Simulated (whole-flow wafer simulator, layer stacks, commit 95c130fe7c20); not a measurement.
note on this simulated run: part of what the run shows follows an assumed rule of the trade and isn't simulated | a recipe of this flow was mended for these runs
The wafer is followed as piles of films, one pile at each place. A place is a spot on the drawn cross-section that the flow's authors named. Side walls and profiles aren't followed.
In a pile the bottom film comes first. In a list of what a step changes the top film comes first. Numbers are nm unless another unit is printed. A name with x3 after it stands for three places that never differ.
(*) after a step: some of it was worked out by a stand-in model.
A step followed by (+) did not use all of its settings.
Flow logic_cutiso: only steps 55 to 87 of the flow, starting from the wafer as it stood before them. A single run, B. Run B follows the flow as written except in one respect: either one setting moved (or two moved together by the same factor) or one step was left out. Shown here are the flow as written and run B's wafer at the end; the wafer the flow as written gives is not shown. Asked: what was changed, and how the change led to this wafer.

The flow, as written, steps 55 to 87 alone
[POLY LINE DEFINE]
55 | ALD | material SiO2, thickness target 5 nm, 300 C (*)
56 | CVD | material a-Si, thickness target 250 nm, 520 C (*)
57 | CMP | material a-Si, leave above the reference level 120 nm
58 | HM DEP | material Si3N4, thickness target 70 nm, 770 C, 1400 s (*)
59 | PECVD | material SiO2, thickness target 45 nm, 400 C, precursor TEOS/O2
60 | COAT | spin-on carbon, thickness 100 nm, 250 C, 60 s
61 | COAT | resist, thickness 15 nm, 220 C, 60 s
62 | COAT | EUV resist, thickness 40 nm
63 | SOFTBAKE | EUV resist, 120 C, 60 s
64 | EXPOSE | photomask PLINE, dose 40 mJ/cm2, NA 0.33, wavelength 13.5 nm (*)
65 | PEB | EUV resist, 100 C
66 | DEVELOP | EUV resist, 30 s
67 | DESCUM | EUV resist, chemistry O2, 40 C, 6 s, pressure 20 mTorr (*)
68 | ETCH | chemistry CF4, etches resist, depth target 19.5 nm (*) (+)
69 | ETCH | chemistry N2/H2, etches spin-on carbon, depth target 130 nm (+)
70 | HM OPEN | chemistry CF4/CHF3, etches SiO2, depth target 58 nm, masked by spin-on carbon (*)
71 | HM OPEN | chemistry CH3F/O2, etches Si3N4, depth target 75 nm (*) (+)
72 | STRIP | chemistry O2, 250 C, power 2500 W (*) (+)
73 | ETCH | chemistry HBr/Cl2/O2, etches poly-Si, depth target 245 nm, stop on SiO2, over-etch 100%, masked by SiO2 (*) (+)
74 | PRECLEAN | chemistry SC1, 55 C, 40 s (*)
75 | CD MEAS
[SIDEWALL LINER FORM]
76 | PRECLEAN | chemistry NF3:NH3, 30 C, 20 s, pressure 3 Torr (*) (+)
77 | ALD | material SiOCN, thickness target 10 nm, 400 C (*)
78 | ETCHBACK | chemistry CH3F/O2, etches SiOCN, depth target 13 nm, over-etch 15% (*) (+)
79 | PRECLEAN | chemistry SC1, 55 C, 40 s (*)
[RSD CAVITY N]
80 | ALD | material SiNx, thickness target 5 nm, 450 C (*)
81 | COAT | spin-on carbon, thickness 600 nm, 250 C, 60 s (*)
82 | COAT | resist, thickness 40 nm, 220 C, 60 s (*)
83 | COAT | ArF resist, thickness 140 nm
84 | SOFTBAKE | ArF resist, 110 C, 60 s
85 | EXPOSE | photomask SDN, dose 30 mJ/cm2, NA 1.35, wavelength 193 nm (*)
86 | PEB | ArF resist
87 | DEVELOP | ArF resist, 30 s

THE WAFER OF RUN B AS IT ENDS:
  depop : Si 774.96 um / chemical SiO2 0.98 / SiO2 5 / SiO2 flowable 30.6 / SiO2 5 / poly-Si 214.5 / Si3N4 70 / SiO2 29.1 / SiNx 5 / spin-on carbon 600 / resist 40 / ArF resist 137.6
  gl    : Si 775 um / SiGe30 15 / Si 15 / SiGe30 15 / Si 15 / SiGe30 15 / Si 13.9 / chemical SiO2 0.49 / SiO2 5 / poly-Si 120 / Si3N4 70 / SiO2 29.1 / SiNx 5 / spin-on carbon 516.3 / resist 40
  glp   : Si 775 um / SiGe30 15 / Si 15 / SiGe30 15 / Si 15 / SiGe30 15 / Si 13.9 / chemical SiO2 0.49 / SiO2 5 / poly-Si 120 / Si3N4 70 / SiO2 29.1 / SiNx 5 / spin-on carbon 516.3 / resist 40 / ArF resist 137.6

What caused this: step 73, ETCH: depth target 113.3 nm was run, though the flow has depth target 245 nm.

Step by step, how the change led to this:
  73 | ETCH | chemistry HBr/Cl2/O2, etches poly-Si, depth target 245 nm, stop on SiO2, over-etch 100%, masked by SiO2 (*) (+)
      depop, dpovl x3, gfld and 8 more: -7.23 SiO2 (in the flow as written it would be: -7.88 SiO2)
      lnr, lnrp, lnrt, rsdn, rsdp, rsdw, rsdx: -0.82 chemical SiO2 (all of it), -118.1 poly-Si (all of it), -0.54 SiO2 (in the flow as written it would be: -0.82 chemical SiO2 (all of it), -118.1 poly-Si (all of it), -1.86 SiO2)
      (also at 2 further places)
  76 | PRECLEAN | chemistry NF3:NH3, 30 C, 20 s, pressure 3 Torr (*) (+)
      lnr, lnrp, lnrt, rsdn, rsdp, rsdw, rsdx: -4.4 SiO2 (all of it), -0.49 chemical SiO2 (all of it) (in the flow as written it would be: -3.09 SiO2 (all of it), -0.49 chemical SiO2 (all of it))
      iso, lnri: -4.88 SiO2 (all of it), -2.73 SiO2 flowable (in the flow as written it would be: -3.56 SiO2 (all of it), -4.26 SiO2 flowable)
